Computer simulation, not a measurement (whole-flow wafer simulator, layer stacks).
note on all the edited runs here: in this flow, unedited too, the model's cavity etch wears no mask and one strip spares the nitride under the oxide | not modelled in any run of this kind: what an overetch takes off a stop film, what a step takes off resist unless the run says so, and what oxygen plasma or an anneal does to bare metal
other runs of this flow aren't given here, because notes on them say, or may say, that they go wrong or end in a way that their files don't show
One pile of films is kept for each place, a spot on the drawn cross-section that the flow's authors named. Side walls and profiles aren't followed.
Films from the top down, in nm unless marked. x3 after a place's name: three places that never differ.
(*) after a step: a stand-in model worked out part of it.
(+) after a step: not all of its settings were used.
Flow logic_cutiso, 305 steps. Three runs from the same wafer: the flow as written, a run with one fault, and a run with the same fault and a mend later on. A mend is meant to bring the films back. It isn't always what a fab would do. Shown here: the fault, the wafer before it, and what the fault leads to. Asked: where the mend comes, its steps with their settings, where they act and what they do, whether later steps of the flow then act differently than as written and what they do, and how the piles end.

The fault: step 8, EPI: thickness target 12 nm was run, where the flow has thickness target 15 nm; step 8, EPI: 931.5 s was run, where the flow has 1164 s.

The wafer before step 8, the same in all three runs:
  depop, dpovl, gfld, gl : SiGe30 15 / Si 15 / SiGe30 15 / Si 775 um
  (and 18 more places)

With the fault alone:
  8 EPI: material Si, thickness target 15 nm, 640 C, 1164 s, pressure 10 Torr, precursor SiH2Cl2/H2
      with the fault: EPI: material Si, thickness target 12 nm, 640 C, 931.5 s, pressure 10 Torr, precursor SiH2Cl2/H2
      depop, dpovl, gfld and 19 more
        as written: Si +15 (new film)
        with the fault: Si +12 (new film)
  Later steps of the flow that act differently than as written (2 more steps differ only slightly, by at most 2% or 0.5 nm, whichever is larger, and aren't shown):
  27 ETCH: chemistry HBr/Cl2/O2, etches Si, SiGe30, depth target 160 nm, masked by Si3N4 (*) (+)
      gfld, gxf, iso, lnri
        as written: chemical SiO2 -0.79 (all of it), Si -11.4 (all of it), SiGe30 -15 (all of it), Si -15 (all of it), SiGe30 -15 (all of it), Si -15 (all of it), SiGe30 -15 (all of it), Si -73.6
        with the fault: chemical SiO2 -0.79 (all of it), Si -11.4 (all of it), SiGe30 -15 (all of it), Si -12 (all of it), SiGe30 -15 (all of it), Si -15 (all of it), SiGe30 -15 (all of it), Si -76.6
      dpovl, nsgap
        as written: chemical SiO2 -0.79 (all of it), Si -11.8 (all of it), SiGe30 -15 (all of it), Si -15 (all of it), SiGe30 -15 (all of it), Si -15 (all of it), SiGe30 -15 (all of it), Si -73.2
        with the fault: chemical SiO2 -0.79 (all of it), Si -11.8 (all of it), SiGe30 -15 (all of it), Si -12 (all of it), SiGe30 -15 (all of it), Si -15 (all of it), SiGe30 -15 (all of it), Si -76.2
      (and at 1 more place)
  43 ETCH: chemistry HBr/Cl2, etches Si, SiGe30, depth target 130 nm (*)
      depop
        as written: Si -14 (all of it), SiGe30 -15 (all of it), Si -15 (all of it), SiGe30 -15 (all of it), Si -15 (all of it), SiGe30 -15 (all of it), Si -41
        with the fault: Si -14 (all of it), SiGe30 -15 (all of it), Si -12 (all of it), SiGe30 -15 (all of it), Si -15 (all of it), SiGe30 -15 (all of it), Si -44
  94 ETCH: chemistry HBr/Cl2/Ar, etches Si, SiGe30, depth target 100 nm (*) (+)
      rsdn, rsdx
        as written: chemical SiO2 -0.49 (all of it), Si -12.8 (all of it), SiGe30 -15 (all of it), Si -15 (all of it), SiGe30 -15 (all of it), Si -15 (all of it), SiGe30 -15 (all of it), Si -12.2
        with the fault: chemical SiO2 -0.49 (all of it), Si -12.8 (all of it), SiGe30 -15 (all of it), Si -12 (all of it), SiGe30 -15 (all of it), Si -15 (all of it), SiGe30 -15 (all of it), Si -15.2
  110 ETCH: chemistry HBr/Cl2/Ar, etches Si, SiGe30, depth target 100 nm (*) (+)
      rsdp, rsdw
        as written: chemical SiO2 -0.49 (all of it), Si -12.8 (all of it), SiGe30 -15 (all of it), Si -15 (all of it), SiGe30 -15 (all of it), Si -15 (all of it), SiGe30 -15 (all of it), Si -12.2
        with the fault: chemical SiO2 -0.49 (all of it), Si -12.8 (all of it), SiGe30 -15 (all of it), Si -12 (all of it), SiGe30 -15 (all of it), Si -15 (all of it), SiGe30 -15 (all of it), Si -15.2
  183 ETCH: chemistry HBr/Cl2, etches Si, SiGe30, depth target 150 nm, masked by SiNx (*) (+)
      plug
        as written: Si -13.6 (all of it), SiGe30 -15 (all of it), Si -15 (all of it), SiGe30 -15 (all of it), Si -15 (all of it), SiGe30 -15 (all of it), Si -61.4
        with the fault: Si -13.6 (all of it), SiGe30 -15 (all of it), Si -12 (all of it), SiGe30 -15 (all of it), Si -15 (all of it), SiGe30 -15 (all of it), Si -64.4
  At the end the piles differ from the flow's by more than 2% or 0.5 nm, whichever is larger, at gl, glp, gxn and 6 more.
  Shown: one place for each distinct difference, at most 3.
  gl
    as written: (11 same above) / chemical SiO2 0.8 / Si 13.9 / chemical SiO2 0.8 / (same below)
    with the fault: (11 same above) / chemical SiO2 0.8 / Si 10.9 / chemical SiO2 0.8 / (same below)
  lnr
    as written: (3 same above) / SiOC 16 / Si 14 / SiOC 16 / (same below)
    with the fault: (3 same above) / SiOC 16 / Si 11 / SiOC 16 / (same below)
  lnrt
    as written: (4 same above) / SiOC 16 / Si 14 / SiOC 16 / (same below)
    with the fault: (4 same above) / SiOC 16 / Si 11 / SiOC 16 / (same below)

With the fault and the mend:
  The mend comes after step 8.
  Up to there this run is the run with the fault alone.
  8a EPI: material Si, thickness target 3 nm, 640 C, 232.9 s, pressure 10 Torr, precursor SiH2Cl2/H2 (the flow's step 8 once more, with other settings)
      depop, dpovl, gfld and 19 more
        Si +3
  No later step of the flow acts differently than as written, at any place that is followed, by more than 2% or 0.5 nm, whichever is larger.
  At the end the piles are the same as the flow's at every place that both follow.
